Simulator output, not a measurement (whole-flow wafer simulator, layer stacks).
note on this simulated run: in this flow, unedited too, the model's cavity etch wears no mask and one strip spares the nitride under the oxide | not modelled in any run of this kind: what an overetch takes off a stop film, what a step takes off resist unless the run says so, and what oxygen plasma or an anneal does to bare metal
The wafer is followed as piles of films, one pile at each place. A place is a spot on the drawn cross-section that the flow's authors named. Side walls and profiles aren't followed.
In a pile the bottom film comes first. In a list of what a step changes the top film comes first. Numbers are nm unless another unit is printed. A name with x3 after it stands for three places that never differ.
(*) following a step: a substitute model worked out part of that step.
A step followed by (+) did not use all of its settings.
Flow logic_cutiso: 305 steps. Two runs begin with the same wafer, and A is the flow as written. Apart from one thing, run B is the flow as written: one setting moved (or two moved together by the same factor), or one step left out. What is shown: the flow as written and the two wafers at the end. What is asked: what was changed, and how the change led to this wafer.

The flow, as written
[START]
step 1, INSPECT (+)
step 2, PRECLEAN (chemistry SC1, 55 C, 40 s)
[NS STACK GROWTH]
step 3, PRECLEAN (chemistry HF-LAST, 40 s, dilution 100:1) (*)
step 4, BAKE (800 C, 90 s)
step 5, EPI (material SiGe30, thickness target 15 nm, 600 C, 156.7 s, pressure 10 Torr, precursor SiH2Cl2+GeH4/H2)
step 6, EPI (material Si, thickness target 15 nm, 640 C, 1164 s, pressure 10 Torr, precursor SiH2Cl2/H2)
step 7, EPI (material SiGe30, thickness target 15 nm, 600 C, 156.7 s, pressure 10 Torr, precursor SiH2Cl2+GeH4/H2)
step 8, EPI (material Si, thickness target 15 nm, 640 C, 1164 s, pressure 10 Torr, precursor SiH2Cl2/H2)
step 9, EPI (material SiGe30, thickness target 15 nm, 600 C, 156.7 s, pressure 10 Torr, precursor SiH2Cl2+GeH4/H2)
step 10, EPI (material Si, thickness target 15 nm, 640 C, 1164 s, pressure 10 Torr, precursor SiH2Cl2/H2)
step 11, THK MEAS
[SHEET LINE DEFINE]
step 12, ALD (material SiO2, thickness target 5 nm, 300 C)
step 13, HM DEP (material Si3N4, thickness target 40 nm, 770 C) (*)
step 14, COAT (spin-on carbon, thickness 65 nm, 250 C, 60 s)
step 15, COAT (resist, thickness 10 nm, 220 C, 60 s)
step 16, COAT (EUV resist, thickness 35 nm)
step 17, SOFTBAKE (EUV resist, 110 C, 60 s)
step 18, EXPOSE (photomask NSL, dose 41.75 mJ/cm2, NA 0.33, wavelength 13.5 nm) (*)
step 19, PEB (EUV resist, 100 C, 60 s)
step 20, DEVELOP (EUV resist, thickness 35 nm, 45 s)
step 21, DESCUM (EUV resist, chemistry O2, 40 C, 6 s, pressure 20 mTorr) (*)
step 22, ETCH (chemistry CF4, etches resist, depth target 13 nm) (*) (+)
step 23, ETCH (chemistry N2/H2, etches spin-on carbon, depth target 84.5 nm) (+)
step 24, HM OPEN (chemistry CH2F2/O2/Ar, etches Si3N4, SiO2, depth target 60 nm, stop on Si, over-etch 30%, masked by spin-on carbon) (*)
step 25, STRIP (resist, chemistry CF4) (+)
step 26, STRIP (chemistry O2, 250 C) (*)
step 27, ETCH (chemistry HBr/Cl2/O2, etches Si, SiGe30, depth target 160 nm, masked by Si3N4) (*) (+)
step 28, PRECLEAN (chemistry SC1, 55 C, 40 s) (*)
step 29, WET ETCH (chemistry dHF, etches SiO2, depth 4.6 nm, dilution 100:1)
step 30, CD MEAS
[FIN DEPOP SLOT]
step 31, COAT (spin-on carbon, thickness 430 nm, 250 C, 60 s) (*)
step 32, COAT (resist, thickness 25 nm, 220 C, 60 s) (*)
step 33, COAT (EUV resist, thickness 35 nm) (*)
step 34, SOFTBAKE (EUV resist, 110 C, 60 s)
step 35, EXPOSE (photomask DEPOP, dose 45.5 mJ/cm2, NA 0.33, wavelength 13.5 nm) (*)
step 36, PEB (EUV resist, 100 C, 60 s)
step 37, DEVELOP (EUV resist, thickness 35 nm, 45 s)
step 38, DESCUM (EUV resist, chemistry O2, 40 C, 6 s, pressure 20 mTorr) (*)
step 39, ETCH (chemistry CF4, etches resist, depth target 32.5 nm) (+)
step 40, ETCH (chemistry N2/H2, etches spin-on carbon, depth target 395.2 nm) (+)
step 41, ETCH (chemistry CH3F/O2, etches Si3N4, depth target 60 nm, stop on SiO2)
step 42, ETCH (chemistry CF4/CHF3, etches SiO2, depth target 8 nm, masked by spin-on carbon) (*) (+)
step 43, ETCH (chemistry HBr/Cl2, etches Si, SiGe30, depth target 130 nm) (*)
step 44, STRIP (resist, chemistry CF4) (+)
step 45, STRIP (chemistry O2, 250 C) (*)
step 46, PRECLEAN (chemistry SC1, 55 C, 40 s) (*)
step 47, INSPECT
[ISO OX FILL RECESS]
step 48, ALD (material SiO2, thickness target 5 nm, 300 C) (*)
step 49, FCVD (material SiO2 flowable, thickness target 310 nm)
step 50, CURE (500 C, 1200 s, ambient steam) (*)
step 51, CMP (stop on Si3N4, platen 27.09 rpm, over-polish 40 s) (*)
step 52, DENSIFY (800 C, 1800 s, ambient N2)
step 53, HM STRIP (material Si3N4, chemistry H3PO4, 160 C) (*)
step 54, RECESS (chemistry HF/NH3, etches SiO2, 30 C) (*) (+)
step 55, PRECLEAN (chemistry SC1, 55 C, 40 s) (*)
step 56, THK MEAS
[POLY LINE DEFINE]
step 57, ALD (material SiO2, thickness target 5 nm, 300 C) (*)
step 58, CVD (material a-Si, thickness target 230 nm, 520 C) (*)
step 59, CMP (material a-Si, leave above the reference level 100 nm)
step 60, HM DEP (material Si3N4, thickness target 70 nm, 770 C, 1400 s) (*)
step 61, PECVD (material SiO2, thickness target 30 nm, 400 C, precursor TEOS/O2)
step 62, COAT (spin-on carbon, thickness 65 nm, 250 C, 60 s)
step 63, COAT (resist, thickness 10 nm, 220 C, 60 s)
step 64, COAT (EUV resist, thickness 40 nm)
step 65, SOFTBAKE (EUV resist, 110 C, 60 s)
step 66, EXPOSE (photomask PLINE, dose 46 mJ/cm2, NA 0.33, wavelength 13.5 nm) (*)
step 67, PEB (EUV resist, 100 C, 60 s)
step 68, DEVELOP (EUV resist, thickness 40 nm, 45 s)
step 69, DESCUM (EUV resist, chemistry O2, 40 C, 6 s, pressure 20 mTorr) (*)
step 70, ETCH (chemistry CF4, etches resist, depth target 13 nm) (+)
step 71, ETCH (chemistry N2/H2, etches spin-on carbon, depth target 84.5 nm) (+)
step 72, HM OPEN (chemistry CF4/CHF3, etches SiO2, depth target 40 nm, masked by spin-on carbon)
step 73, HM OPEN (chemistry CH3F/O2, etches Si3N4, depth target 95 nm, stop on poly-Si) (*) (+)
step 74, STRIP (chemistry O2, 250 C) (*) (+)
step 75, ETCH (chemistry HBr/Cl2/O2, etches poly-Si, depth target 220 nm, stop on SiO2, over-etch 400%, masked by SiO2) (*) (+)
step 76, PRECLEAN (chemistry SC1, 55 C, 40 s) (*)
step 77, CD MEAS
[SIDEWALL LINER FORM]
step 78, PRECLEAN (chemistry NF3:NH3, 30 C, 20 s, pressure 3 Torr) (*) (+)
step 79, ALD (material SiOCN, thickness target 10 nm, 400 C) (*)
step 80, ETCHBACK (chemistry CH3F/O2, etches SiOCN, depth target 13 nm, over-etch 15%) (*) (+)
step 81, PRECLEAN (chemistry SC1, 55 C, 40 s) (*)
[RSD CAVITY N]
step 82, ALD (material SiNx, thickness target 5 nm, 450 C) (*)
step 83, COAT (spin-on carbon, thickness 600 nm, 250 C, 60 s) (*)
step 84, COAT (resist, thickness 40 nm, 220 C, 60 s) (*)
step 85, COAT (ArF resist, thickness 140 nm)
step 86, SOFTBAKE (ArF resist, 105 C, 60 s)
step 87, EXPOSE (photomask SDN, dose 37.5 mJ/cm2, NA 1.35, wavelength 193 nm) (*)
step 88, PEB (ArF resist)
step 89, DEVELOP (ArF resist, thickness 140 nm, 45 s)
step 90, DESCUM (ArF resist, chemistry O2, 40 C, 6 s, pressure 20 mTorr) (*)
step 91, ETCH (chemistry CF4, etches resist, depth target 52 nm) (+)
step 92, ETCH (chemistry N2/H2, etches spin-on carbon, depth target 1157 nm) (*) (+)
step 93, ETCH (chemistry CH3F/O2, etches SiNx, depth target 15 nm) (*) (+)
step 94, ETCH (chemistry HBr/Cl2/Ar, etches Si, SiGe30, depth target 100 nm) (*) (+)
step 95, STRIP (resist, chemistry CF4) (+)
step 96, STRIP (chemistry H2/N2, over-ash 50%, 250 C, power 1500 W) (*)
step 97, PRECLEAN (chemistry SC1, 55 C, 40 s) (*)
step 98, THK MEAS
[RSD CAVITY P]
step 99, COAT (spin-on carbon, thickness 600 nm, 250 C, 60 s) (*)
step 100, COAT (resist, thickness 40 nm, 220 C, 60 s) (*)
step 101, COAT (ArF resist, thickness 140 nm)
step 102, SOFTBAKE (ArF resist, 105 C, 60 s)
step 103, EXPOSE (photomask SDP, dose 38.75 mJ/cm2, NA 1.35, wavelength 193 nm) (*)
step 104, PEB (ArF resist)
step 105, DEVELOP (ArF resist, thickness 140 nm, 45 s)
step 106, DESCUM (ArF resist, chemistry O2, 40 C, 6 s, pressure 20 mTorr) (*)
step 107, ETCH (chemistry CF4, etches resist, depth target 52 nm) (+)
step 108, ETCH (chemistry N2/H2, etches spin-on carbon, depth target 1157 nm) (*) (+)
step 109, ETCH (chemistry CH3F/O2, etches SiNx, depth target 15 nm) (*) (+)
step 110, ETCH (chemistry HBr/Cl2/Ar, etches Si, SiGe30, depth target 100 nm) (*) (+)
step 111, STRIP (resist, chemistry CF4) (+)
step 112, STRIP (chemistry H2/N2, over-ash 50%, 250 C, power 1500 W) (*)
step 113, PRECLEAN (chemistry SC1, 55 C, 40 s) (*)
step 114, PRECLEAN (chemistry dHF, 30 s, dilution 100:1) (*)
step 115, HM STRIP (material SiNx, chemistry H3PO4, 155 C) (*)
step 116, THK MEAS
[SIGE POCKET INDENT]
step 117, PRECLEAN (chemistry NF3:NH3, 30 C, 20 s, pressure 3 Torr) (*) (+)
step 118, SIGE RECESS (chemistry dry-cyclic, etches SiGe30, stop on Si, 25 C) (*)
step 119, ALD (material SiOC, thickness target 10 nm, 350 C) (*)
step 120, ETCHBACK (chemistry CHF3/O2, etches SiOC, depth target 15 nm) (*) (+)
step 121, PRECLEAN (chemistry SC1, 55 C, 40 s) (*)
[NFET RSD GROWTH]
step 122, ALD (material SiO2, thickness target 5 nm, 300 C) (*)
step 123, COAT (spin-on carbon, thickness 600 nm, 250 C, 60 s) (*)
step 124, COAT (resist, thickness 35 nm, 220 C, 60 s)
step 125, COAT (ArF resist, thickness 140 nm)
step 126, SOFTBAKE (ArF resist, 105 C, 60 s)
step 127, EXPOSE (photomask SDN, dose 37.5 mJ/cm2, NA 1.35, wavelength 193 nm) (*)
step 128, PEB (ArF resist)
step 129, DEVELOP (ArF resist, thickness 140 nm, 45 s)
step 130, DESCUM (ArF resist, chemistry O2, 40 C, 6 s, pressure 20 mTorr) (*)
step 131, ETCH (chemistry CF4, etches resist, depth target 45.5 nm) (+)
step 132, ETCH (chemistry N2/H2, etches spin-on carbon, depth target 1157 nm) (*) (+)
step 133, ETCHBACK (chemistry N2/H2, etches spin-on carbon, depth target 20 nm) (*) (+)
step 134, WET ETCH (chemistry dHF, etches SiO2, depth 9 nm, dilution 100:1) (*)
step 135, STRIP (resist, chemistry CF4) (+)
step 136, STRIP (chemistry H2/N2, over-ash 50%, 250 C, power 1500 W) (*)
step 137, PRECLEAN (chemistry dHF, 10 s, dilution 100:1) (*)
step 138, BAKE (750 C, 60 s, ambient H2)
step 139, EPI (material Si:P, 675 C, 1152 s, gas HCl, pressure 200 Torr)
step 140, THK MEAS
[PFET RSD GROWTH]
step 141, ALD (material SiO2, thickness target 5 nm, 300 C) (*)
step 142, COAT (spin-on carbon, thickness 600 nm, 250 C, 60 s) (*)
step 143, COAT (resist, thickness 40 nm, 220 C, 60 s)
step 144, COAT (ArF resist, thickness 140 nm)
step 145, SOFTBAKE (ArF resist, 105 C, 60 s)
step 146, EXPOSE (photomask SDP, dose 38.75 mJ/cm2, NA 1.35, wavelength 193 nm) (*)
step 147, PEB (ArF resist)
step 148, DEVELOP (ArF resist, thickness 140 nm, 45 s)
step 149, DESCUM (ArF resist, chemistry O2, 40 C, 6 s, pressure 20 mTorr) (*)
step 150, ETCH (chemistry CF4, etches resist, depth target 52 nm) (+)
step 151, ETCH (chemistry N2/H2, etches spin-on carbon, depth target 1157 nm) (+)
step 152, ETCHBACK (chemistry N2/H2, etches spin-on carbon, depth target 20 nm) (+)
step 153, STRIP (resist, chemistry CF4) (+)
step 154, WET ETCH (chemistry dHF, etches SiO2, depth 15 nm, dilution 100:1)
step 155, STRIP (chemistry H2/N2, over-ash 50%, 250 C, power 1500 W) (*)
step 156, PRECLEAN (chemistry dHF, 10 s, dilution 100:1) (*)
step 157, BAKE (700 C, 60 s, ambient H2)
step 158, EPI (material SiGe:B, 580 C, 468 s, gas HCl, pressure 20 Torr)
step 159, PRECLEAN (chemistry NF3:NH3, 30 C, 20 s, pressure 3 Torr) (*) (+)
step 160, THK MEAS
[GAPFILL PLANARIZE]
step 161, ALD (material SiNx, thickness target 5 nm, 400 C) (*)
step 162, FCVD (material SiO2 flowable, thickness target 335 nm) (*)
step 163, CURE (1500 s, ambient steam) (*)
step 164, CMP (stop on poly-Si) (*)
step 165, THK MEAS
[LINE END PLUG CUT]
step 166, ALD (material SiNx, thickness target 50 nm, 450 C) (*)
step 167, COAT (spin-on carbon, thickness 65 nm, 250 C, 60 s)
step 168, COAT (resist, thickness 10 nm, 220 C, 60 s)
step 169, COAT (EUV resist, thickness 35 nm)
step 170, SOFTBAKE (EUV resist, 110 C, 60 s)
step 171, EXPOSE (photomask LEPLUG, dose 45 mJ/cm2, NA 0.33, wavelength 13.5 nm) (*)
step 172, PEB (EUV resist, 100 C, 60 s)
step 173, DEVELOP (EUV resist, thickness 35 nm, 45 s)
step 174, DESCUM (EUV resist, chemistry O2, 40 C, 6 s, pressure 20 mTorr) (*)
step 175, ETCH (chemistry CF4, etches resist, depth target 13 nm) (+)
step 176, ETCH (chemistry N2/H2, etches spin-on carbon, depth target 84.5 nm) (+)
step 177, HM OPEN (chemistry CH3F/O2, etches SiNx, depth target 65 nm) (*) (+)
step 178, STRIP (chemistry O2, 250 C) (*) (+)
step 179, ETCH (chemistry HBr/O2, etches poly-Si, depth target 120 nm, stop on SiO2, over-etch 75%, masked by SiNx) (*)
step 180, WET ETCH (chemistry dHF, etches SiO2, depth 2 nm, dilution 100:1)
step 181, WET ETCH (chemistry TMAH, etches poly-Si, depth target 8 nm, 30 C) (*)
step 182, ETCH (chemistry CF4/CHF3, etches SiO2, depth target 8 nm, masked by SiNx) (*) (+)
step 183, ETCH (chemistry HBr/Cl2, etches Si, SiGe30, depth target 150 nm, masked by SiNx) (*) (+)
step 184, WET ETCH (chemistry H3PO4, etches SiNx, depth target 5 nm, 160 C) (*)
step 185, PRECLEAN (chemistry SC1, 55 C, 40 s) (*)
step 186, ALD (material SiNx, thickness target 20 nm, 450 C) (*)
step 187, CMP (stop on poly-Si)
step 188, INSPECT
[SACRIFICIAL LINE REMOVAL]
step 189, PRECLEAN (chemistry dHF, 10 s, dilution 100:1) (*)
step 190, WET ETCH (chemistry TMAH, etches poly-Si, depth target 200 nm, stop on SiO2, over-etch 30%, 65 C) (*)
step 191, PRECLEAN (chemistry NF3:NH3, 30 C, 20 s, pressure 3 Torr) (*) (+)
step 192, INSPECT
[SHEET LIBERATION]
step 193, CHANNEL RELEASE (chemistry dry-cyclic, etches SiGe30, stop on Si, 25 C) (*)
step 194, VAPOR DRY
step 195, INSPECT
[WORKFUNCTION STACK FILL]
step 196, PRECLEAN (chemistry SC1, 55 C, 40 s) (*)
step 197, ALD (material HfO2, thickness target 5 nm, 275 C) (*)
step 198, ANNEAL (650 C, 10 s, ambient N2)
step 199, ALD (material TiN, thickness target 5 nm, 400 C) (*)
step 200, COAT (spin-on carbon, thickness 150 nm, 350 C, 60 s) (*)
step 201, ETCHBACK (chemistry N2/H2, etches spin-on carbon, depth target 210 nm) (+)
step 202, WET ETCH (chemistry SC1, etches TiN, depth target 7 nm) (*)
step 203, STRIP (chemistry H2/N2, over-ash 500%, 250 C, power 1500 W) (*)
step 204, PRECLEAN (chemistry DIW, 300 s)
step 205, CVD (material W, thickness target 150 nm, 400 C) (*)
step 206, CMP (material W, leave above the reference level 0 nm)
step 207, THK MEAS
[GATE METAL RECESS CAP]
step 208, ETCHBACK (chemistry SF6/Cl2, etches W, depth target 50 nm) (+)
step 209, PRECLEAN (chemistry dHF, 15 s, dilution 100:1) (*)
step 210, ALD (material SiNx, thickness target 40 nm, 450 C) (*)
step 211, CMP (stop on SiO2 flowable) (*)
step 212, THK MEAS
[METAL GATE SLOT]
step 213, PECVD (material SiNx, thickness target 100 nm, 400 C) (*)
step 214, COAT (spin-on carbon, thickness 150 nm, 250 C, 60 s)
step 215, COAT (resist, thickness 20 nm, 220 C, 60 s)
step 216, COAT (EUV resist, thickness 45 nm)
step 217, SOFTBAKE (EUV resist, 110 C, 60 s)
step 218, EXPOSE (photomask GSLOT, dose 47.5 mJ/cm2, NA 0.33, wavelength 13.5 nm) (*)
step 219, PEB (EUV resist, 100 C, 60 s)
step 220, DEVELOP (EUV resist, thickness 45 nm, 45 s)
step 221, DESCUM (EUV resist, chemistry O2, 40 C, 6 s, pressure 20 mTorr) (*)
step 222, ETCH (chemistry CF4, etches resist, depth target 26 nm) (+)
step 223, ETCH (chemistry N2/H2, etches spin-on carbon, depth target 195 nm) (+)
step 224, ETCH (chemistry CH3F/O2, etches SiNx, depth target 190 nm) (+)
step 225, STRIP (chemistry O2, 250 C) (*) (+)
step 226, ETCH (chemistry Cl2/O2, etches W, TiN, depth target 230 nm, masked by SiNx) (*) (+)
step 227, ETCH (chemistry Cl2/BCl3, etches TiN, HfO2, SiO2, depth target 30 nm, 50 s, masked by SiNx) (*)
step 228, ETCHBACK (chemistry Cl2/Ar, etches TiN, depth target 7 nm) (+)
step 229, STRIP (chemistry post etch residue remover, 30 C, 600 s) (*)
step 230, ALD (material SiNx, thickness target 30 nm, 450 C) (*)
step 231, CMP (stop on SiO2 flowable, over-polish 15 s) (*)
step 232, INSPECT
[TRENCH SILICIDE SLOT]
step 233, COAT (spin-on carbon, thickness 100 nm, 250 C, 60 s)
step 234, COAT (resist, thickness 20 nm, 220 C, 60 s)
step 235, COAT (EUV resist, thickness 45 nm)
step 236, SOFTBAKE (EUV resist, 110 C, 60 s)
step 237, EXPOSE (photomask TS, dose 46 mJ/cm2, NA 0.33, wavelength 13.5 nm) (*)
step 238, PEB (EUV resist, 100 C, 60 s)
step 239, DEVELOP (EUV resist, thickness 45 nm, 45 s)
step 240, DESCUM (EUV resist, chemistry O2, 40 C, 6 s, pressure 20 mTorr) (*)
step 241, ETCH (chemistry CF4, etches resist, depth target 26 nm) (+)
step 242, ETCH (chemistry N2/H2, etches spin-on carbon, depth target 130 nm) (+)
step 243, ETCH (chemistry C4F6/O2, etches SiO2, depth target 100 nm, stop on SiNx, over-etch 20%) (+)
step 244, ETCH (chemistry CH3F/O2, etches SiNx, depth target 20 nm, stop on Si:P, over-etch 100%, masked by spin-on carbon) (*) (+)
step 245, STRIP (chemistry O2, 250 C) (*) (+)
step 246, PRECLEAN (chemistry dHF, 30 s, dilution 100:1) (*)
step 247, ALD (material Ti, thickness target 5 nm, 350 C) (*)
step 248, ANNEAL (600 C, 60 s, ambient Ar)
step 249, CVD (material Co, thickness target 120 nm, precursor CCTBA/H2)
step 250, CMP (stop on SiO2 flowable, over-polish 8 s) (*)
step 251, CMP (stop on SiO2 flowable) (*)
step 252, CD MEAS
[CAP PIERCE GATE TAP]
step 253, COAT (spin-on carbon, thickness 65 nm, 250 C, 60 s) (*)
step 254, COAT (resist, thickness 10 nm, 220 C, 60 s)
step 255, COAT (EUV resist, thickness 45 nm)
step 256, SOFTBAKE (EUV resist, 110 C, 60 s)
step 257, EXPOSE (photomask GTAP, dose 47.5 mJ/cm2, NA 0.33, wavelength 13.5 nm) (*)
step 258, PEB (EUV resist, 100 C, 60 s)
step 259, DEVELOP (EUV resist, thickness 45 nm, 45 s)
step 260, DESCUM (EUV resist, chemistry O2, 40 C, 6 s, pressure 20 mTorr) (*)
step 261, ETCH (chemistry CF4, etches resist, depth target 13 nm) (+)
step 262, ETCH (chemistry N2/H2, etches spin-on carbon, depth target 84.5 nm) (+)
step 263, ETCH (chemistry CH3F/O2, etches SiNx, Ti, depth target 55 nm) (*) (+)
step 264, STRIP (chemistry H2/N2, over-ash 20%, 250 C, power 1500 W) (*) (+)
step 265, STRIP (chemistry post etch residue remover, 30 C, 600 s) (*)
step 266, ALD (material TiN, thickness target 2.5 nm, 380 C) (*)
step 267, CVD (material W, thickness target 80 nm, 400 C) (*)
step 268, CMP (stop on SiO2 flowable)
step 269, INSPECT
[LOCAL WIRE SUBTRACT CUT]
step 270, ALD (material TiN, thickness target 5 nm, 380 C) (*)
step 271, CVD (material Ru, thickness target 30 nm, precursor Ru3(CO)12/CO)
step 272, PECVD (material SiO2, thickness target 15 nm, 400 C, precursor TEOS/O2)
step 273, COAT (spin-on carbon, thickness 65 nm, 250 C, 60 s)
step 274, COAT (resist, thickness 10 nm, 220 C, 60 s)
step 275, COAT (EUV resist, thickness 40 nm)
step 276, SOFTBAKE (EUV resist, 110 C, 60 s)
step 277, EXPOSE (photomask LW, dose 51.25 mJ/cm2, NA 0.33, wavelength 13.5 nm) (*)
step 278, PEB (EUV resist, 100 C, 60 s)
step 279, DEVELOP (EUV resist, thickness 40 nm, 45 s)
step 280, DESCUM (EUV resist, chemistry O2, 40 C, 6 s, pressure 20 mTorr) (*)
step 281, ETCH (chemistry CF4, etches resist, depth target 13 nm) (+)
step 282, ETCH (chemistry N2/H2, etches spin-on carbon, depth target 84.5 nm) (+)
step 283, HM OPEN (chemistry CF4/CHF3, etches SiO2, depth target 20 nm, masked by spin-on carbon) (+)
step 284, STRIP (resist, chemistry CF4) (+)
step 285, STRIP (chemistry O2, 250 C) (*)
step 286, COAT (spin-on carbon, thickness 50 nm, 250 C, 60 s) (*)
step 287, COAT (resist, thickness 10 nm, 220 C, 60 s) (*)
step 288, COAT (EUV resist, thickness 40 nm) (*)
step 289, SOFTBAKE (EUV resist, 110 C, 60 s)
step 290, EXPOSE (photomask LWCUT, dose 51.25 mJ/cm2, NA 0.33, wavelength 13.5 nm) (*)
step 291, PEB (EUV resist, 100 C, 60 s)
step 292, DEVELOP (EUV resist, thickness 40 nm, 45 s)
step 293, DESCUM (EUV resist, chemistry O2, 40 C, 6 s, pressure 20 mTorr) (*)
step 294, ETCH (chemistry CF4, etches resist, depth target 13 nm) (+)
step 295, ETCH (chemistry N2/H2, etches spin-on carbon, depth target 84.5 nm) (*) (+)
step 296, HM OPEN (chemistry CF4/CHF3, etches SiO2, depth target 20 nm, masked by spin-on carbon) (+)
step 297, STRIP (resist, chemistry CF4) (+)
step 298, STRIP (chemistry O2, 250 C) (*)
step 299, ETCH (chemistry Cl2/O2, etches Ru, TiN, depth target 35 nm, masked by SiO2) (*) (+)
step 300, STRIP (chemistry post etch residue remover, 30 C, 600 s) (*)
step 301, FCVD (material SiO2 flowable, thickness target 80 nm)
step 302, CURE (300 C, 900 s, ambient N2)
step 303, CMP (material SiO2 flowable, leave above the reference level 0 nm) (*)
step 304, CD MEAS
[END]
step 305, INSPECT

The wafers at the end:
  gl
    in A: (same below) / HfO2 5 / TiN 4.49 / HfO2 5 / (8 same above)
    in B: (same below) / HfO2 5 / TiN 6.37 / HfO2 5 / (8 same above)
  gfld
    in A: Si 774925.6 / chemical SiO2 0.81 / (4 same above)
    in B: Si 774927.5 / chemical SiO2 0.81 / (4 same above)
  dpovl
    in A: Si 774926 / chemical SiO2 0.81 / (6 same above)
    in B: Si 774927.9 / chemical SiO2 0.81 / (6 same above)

Cause: step 9, EPI: thickness target 16.9 nm was run, whereas the flow has thickness target 15 nm; step 9, EPI: 176.3 s was run, where the flow has 156.7 s.

Step by step, how the change led to this:
  step 9, EPI (material SiGe30, thickness target 15 nm, 600 C, 156.7 s, pressure 10 Torr, precursor SiH2Cl2+GeH4/H2)
      depop, dpovl, gfld and 19 more: A +15 SiGe30 (new film) | B +16.9 SiGe30 (new film)
  step 27, ETCH (chemistry HBr/Cl2/O2, etches Si, SiGe30, depth target 160 nm, masked by Si3N4) (*) (+)
      gfld, gxf, iso, lnri: A -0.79 chemical SiO2 (all of it), -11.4 Si (all of it), -15 SiGe30 (all of it), -15 Si (all of it), -15 SiGe30 (all of it), -15 Si (all of it), -15 SiGe30 (all of it), -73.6 Si | B -0.79 chemical SiO2 (all of it), -11.4 Si (all of it), -16.9 SiGe30 (all of it), -15 Si (all of it), -15 SiGe30 (all of it), -15 Si (all of it), -15 SiGe30 (all of it), -71.8 Si
      dpovl, nsgap: A -0.79 chemical SiO2 (all of it), -11.8 Si (all of it), -15 SiGe30 (all of it), -15 Si (all of it), -15 SiGe30 (all of it), -15 Si (all of it), -15 SiGe30 (all of it), -73.2 Si | B -0.79 chemical SiO2 (all of it), -11.8 Si (all of it), -16.9 SiGe30 (all of it), -15 Si (all of it), -15 SiGe30 (all of it), -15 Si (all of it), -15 SiGe30 (all of it), -71.4 Si
      (and at 1 other place as well)
  step 43, ETCH (chemistry HBr/Cl2, etches Si, SiGe30, depth target 130 nm) (*)
      depop: A -14 Si (all of it), -15 SiGe30 (all of it), -15 Si (all of it), -15 SiGe30 (all of it), -15 Si (all of it), -15 SiGe30 (all of it), -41 Si | B -14 Si (all of it), -16.9 SiGe30 (all of it), -15 Si (all of it), -15 SiGe30 (all of it), -15 Si (all of it), -15 SiGe30 (all of it), -39.1 Si
  step 94, ETCH (chemistry HBr/Cl2/Ar, etches Si, SiGe30, depth target 100 nm) (*) (+)
      rsdn, rsdx: A -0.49 chemical SiO2 (all of it), -12.8 Si (all of it), -15 SiGe30 (all of it), -15 Si (all of it), -15 SiGe30 (all of it), -15 Si (all of it), -15 SiGe30 (all of it), -12.2 Si | B -0.49 chemical SiO2 (all of it), -12.8 Si (all of it), -16.9 SiGe30 (all of it), -15 Si (all of it), -15 SiGe30 (all of it), -15 Si (all of it), -15 SiGe30 (all of it), -10.3 Si
  step 110, ETCH (chemistry HBr/Cl2/Ar, etches Si, SiGe30, depth target 100 nm) (*) (+)
      rsdp, rsdw: A -0.49 chemical SiO2 (all of it), -12.8 Si (all of it), -15 SiGe30 (all of it), -15 Si (all of it), -15 SiGe30 (all of it), -15 Si (all of it), -15 SiGe30 (all of it), -12.2 Si | B -0.49 chemical SiO2 (all of it), -12.8 Si (all of it), -16.9 SiGe30 (all of it), -15 Si (all of it), -15 SiGe30 (all of it), -15 Si (all of it), -15 SiGe30 (all of it), -10.3 Si
  step 118, SIGE RECESS (chemistry dry-cyclic, etches SiGe30, stop on Si, 25 C) (*)
      lnr, lnrp, lnrt: A -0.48 SiOCN, -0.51 Si, +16 cavity (new film), -15 SiGe30 (all of it), -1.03 Si, +16 cavity (new film), -15 SiGe30 (all of it), -1.03 Si, +16 cavity (new film), -15 SiGe30 (all of it), -0.51 Si | B -0.48 SiOCN, -0.51 Si, +17.9 cavity (new film), -16.9 SiGe30 (all of it), -1.03 Si, +16 cavity (new film), -15 SiGe30 (all of it), -1.03 Si, +16 cavity (new film), -15 SiGe30 (all of it), -0.51 Si
  step 119, ALD (material SiOC, thickness target 10 nm, 350 C) (*)
      lnr, lnrp, lnrt: A +10 SiOC (new film), +16 SiOC (new film), -16 cavity (all of it), +16 SiOC (new film), -16 cavity (all of it), +16 SiOC (new film), -16 cavity (all of it) | B +10 SiOC (new film), +17.9 SiOC (new film), -17.9 cavity (all of it), +16 SiOC (new film), -16 cavity (all of it), +16 SiOC (new film), -16 cavity (all of it)
  step 183, ETCH (chemistry HBr/Cl2, etches Si, SiGe30, depth target 150 nm, masked by SiNx) (*) (+)
      plug: A -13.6 Si (all of it), -15 SiGe30 (all of it), -15 Si (all of it), -15 SiGe30 (all of it), -15 Si (all of it), -15 SiGe30 (all of it), -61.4 Si | B -13.6 Si (all of it), -16.9 SiGe30 (all of it), -15 Si (all of it), -15 SiGe30 (all of it), -15 Si (all of it), -15 SiGe30 (all of it), -59.6 Si
  step 193, CHANNEL RELEASE (chemistry dry-cyclic, etches SiGe30, stop on Si, 25 C) (*)
      gl, glp, gxn, gxp, ns, tap: A +0.8 chemical SiO2 (new film), -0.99 Si, +0.8 chemical SiO2 (new film), +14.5 cavity (new film), +0.8 chemical SiO2 (new film), -15 SiGe30 (all of it), -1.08 Si, +0.8 chemical SiO2 (new film), +14.5 cavity (new film), +0.8 chemical SiO2 (new film), -15 SiGe30 (all of it), -1.08 Si, +0.8 chemical SiO2 (new film), +14.5 cavity (new film), +0.8 chemical SiO2 (new film), -15 SiGe30 (all of it), -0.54 Si | B +0.8 chemical SiO2 (new film), -0.99 Si, +0.8 chemical SiO2 (new film), +16.4 cavity (new film), +0.8 chemical SiO2 (new film), -16.9 SiGe30 (all of it), -1.08 Si, +0.8 chemical SiO2 (new film), +14.5 cavity (new film), +0.8 chemical SiO2 (new film), -15 SiGe30 (all of it), -1.08 Si, +0.8 chemical SiO2 (new film), +14.5 cavity (new film), +0.8 chemical SiO2 (new film), -15 SiGe30 (all of it), -0.54 Si
  step 199, ALD (material TiN, thickness target 5 nm, 400 C) (*)
      gl, glp, tap: A +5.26 TiN (new film), +4.49 TiN (new film), -4.49 cavity (all of it), +4.49 TiN (new film), -4.49 cavity (all of it), +4.49 TiN (new film), -4.49 cavity (all of it) | B +5.26 TiN (new film), +6.37 TiN (new film), -6.37 cavity (all of it), +4.49 TiN (new film), -4.49 cavity (all of it), +4.49 TiN (new film), -4.49 cavity (all of it)
      gxn, gxp, ns: A +5 TiN (new film), +4.49 TiN (new film), -4.49 cavity (all of it), +4.49 TiN (new film), -4.49 cavity (all of it), +4.49 TiN (new film), -4.49 cavity (all of it) | B +5 TiN (new film), +6.37 TiN (new film), -6.37 cavity (all of it), +4.49 TiN (new film), -4.49 cavity (all of it), +4.49 TiN (new film), -4.49 cavity (all of it)
